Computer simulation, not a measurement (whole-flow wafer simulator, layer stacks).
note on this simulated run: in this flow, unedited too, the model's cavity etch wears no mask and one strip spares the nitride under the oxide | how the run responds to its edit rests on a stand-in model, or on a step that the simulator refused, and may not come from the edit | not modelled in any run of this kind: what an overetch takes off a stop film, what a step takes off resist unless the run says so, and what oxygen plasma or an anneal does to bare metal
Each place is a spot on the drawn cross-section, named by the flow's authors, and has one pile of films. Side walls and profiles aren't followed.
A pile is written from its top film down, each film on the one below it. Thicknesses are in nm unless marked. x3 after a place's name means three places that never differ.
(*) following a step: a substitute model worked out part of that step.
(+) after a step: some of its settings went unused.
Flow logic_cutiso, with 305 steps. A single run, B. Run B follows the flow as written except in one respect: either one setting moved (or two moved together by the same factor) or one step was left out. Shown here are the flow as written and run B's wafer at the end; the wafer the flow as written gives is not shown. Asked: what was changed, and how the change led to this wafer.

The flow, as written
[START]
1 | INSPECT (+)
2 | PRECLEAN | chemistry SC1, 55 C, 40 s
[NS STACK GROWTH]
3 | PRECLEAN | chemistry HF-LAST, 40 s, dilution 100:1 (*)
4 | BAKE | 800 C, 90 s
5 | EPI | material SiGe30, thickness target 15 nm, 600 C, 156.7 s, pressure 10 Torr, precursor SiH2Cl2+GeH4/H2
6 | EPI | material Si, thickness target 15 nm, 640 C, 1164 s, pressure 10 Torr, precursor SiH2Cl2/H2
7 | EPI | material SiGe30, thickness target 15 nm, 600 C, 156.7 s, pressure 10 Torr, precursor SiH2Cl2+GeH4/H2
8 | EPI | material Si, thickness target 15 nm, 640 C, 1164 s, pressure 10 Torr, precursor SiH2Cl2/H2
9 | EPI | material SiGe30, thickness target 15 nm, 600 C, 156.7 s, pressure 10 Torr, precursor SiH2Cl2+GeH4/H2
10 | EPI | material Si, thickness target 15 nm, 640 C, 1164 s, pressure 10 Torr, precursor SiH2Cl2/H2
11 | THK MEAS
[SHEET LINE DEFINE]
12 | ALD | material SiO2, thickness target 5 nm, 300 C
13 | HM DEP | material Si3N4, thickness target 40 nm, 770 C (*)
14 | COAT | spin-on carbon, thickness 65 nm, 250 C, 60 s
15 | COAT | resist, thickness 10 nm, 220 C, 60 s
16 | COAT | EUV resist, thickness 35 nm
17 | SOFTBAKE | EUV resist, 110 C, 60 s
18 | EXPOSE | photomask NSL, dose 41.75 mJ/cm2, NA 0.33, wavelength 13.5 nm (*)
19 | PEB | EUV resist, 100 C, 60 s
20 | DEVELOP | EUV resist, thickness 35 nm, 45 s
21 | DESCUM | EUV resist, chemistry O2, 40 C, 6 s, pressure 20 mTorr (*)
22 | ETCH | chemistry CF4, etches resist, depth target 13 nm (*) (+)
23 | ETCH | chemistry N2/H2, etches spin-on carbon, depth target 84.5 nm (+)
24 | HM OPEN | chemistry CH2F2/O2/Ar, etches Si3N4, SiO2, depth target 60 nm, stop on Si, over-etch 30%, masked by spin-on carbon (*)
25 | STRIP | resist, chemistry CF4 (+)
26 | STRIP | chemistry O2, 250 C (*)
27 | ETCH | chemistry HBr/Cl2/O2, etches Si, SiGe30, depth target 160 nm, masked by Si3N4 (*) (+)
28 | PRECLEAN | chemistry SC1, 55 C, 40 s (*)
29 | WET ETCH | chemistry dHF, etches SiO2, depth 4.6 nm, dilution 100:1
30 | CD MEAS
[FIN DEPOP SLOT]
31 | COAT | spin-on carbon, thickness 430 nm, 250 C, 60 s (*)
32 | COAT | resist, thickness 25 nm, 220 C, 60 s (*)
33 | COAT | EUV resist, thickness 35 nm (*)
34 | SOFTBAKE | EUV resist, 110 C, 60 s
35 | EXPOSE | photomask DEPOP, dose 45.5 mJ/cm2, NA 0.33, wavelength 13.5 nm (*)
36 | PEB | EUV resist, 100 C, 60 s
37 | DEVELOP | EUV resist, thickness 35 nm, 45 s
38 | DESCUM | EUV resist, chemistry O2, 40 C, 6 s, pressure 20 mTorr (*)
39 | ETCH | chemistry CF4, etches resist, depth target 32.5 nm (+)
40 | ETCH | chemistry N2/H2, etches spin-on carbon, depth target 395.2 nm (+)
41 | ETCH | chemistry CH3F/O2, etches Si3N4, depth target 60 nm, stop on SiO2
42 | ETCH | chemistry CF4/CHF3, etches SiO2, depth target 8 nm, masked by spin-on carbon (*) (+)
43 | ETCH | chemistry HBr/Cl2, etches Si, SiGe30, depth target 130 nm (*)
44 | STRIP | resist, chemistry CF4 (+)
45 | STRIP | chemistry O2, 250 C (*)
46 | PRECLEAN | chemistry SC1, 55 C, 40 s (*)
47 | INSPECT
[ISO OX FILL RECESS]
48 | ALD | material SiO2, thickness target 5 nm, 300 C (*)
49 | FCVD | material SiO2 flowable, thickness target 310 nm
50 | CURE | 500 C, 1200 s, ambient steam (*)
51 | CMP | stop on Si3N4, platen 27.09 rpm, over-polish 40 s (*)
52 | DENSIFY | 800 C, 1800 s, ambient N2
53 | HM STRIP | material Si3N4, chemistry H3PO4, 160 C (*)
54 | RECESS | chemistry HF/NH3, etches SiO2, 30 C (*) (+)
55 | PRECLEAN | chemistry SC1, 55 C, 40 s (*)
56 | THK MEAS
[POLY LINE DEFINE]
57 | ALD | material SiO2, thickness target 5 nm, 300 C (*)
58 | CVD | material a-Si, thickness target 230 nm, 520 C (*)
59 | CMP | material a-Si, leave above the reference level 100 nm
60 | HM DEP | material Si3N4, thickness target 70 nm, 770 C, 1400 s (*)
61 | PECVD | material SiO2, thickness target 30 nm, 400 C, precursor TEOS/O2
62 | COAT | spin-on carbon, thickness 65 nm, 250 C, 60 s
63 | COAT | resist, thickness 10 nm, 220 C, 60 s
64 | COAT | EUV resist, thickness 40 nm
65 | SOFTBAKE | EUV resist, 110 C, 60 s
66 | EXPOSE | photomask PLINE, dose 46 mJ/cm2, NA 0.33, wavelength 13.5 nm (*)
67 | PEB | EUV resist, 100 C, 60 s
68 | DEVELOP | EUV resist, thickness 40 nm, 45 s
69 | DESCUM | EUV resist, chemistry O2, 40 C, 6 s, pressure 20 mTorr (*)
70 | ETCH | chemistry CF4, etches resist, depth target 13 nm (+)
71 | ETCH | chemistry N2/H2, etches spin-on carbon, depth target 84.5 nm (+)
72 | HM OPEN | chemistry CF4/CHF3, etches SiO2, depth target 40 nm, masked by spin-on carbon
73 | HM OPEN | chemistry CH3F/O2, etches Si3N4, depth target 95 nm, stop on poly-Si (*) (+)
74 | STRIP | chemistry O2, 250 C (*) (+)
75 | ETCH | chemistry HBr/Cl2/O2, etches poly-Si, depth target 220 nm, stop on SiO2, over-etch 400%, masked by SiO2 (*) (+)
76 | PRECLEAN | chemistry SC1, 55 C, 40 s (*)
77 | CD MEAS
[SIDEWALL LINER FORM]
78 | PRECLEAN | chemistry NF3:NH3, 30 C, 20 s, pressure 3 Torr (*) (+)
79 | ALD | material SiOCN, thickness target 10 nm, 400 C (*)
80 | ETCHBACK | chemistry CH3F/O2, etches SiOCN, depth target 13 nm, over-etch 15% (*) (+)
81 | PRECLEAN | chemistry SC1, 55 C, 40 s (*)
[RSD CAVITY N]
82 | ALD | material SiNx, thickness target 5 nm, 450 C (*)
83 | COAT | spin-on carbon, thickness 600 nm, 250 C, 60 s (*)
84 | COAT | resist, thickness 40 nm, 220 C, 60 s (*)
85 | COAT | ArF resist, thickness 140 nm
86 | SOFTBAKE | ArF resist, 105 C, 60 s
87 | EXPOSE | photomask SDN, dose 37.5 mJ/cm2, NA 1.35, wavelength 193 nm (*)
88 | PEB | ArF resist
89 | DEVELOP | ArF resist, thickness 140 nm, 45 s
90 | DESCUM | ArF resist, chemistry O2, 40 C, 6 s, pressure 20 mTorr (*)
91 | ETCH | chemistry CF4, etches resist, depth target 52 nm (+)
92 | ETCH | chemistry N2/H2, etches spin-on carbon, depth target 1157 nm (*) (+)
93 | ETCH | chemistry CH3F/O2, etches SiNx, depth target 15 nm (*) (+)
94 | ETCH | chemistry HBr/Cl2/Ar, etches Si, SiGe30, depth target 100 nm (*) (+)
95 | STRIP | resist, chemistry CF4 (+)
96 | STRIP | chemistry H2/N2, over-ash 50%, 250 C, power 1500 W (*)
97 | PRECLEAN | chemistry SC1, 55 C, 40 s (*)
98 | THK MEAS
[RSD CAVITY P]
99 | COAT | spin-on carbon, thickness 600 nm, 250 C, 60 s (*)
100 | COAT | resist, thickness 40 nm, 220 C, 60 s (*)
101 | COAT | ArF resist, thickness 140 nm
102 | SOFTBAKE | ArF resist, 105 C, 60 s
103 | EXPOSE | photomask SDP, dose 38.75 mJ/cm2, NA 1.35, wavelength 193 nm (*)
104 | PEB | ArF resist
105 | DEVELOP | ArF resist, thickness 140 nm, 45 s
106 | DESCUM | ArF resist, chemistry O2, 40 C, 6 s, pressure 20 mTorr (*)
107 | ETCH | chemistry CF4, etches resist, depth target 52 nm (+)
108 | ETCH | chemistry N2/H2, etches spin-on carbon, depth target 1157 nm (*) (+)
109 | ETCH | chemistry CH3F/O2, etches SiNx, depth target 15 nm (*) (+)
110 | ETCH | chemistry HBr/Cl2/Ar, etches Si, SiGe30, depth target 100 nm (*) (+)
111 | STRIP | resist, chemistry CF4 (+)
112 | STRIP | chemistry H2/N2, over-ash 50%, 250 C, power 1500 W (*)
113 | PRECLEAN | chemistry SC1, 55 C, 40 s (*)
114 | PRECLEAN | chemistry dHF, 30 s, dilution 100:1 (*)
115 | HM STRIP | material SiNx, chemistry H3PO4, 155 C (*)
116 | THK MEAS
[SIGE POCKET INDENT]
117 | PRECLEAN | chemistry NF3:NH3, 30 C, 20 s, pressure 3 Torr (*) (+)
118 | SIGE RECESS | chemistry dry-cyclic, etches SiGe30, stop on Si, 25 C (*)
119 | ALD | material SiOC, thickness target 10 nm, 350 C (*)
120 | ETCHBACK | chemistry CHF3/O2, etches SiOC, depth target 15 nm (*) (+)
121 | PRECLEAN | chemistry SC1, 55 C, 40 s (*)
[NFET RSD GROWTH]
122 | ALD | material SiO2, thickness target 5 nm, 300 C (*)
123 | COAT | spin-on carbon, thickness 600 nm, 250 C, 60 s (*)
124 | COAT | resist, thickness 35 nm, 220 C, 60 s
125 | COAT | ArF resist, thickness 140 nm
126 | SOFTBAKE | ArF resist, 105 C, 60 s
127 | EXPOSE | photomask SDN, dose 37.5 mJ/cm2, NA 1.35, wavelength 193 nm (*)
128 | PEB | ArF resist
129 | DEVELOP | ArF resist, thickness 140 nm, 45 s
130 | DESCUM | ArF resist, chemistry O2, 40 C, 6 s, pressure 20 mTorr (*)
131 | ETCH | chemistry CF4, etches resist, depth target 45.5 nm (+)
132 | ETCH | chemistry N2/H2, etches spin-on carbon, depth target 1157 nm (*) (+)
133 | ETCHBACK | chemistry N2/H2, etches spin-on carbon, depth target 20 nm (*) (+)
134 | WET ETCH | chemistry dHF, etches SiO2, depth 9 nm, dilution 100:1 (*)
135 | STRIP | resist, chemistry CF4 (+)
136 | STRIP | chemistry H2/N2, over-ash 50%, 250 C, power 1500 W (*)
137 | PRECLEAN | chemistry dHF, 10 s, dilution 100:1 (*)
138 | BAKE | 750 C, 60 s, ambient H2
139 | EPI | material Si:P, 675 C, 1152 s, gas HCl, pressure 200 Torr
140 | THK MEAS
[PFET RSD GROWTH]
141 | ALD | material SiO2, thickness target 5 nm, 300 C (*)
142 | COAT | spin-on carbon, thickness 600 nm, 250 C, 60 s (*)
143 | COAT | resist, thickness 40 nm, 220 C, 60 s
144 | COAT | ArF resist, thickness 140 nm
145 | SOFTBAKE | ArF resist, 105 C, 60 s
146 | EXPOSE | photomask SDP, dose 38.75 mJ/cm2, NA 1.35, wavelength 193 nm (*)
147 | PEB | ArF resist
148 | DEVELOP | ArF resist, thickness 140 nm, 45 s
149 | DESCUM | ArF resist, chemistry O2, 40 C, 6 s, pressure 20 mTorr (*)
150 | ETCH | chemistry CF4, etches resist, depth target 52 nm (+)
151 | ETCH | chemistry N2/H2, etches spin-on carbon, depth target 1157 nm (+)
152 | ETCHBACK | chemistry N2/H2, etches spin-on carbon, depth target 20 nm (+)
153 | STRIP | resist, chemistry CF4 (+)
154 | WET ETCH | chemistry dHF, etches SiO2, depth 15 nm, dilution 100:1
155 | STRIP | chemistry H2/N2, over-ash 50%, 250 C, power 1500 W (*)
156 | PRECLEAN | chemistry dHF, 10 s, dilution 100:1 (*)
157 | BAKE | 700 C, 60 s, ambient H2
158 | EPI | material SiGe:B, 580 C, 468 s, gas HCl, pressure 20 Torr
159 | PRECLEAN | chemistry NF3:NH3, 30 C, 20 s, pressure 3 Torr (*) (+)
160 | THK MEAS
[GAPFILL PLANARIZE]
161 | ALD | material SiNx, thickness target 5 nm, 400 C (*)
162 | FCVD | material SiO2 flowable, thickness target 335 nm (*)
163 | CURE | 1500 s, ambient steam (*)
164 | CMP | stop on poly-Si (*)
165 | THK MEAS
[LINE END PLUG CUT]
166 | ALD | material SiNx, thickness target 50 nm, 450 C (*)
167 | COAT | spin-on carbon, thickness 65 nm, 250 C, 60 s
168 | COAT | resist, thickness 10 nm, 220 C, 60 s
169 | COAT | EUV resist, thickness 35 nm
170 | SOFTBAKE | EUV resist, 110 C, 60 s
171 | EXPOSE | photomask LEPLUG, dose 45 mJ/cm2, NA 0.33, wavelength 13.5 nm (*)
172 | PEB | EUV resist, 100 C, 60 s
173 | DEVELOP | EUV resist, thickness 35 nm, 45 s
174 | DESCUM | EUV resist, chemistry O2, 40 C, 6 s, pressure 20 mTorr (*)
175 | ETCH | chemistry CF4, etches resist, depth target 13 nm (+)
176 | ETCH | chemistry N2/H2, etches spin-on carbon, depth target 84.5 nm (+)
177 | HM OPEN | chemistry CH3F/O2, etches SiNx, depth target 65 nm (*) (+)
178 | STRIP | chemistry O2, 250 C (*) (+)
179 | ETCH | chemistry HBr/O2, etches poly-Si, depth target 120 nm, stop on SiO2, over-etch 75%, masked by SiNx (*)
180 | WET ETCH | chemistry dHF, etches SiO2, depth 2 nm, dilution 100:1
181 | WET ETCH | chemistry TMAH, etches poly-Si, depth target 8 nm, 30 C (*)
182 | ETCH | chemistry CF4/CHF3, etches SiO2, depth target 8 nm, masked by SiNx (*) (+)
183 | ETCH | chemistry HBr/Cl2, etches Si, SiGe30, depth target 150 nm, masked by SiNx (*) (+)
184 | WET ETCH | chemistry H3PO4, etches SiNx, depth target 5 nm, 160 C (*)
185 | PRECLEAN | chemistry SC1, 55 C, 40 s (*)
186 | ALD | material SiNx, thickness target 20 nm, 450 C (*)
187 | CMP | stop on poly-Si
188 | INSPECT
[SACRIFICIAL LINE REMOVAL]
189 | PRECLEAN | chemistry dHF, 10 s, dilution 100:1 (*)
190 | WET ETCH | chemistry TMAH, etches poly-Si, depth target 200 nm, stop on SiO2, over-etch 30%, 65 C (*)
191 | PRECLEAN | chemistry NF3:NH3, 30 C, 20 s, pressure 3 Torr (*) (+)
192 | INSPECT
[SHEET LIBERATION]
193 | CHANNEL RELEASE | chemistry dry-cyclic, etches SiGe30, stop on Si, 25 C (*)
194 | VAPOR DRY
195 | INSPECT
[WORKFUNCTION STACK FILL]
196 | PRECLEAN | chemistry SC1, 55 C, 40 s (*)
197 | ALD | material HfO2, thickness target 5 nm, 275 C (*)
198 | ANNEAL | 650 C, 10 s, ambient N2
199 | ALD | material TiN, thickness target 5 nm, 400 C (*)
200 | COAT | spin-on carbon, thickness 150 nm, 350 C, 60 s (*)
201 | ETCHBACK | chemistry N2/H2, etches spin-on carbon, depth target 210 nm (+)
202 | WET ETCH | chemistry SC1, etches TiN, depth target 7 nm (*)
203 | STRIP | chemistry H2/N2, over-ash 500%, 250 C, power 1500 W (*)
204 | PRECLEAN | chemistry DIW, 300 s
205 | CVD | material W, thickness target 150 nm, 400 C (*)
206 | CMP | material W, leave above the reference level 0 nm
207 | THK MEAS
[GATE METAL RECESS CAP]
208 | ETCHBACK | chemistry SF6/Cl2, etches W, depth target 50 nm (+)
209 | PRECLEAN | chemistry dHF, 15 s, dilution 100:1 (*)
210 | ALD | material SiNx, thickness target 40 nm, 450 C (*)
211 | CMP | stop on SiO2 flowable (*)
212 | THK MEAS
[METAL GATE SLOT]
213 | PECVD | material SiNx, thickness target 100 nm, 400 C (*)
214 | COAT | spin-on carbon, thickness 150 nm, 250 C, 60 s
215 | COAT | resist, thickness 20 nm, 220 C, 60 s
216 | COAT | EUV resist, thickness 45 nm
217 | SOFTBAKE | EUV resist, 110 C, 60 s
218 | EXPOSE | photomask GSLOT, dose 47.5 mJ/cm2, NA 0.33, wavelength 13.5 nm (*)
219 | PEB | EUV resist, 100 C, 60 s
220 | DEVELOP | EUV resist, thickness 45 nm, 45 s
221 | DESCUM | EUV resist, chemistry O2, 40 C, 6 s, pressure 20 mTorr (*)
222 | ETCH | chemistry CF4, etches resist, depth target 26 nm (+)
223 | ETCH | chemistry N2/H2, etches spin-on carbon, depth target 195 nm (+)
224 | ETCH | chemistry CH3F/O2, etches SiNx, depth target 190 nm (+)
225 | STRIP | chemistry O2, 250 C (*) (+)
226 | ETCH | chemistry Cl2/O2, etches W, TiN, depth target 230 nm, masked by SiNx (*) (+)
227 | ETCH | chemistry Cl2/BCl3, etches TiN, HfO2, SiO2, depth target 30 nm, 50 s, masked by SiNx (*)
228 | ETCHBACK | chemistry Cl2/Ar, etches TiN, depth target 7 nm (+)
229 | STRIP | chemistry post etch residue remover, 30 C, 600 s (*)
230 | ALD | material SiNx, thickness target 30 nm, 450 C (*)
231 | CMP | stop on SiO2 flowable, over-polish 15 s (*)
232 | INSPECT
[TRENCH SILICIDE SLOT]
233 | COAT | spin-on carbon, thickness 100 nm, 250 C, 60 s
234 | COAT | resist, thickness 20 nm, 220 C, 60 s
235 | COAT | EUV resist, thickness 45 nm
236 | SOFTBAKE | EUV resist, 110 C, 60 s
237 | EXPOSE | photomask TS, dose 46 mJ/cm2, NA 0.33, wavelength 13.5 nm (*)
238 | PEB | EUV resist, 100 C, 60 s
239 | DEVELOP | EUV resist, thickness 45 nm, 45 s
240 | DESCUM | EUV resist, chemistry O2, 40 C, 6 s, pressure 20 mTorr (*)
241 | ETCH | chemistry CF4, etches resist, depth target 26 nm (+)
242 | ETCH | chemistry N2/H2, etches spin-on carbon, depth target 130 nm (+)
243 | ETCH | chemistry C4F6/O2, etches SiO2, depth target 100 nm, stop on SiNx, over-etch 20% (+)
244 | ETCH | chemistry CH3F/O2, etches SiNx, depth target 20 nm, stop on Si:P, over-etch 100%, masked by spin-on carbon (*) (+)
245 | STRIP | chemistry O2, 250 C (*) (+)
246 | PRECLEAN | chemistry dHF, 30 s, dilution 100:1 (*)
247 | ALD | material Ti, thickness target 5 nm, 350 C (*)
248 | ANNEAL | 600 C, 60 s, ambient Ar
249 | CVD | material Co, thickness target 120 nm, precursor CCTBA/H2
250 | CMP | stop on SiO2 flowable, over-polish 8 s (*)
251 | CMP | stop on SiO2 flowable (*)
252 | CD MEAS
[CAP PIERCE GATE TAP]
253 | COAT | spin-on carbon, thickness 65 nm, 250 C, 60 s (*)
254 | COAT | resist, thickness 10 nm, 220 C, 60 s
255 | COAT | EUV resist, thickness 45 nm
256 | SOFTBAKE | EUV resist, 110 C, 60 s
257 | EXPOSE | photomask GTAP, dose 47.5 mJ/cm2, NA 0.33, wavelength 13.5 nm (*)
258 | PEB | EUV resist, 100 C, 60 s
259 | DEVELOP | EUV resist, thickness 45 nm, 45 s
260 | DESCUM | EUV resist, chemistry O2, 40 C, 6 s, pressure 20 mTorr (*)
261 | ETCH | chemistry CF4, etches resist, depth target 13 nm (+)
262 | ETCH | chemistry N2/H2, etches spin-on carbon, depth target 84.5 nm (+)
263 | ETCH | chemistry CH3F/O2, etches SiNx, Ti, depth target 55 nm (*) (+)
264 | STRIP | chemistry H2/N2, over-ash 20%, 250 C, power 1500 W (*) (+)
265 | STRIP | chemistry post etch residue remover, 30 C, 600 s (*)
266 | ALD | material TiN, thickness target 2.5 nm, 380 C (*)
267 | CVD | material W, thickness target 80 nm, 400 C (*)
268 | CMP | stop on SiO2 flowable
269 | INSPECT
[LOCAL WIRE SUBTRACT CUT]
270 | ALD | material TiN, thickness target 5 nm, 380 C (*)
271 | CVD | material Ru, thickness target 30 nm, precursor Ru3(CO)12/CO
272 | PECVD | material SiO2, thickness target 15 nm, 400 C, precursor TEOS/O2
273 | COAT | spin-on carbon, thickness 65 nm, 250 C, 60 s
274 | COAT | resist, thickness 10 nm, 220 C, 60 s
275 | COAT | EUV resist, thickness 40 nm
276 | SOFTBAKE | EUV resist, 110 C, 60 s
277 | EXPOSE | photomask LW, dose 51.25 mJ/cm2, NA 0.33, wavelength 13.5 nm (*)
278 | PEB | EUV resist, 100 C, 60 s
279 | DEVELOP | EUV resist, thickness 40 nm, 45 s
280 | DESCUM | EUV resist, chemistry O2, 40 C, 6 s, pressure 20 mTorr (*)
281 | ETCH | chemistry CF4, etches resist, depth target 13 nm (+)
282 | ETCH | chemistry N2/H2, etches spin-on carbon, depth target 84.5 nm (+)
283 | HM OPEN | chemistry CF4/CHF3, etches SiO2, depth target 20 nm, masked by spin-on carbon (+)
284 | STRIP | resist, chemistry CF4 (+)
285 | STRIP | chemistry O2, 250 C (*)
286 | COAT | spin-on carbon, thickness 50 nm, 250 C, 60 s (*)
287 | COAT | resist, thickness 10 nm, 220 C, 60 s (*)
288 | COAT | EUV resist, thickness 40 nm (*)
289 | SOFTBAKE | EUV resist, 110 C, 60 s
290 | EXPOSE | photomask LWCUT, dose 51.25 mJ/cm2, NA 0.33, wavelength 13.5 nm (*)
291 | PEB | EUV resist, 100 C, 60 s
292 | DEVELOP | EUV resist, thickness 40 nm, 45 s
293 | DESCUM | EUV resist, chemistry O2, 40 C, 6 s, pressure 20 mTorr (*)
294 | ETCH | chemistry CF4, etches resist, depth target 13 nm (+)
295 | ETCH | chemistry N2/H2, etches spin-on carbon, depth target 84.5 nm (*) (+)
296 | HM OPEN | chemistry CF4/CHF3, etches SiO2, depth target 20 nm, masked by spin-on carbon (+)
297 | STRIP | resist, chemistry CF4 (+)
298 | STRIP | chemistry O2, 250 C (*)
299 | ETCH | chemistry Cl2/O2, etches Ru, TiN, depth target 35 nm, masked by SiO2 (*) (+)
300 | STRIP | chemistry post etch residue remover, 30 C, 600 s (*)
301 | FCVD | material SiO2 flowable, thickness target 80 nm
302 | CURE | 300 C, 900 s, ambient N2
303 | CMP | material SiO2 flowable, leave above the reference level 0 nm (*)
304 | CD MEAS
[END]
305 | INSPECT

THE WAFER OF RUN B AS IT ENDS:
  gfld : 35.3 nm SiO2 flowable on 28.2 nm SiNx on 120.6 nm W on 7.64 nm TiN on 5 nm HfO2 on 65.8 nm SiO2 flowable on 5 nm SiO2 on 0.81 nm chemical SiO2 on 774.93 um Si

The reason: step 224, ETCH: depth target 95 nm was run, though the flow has depth target 190 nm.

How this came from the change, step by step:
  224 | ETCH | chemistry CH3F/O2, etches SiNx, depth target 190 nm (+)
      gfld: SiNx loses 95 (it would be, as written: SiNx loses 138.1 (all of it), W loses 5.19)
      depop, dpovl, gl and 18 more: resist loses 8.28 (all of it), spin-on carbon loses 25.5 (it would be, as written: resist loses 8.28 (all of it), spin-on carbon loses 70.8)
  225 | STRIP | chemistry O2, 250 C (*) (+)
      gl, glp, gxf and 11 more: spin-on carbon loses 124.5 (all of it) (it would be, as written: spin-on carbon loses 79.3 (all of it))
      depop, dpovl, isow, ns, nsgap, rsdn, rsdx: spin-on carbon loses 124.5 (all of it) (it would be, as written: spin-on carbon loses 79.2 (all of it))
  226 | ETCH | chemistry Cl2/O2, etches W, TiN, depth target 230 nm, masked by SiNx (*) (+)
      depop, dpovl, gl and 18 more: nothing (it would be, as written: SiNx loses 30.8)
      gfld: nothing (it would be, as written: W loses 115.4 (all of it), TiN loses 7.64 (all of it), HfO2 loses 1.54)
  227 | ETCH | chemistry Cl2/BCl3, etches TiN, HfO2, SiO2, depth target 30 nm, 50 s, masked by SiNx (*)
      gfld: SiNx loses 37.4 (it would be, as written: HfO2 loses 3.46 (all of it), SiO2 flowable loses 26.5)
  228 | ETCHBACK | chemistry Cl2/Ar, etches TiN, depth target 7 nm (+)
      gfld: SiNx loses 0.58 (it would be, as written: SiO2 flowable loses 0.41)
  230 | ALD | material SiNx, thickness target 30 nm, 450 C (*)
      gfld: SiNx gains 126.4 (it would be, as written: SiNx gains 260.6 (new film))
  231 | CMP | stop on SiO2 flowable, over-polish 15 s (*)
      depop, dpovl, gfld and 10 more: SiNx loses 93.5 (it would be, as written: SiNx loses 62.7)
      lnr, lnri, lnrp, lnrt: SiNx loses 91.7 (all of it), SiOCN loses 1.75 (it would be, as written: SiNx loses 61 (all of it), SiOCN loses 1.75)
      (also at 5 further places)
Taking metal films that touch as one body, gfld has 1 body; the flow as written gives 0 bodies.
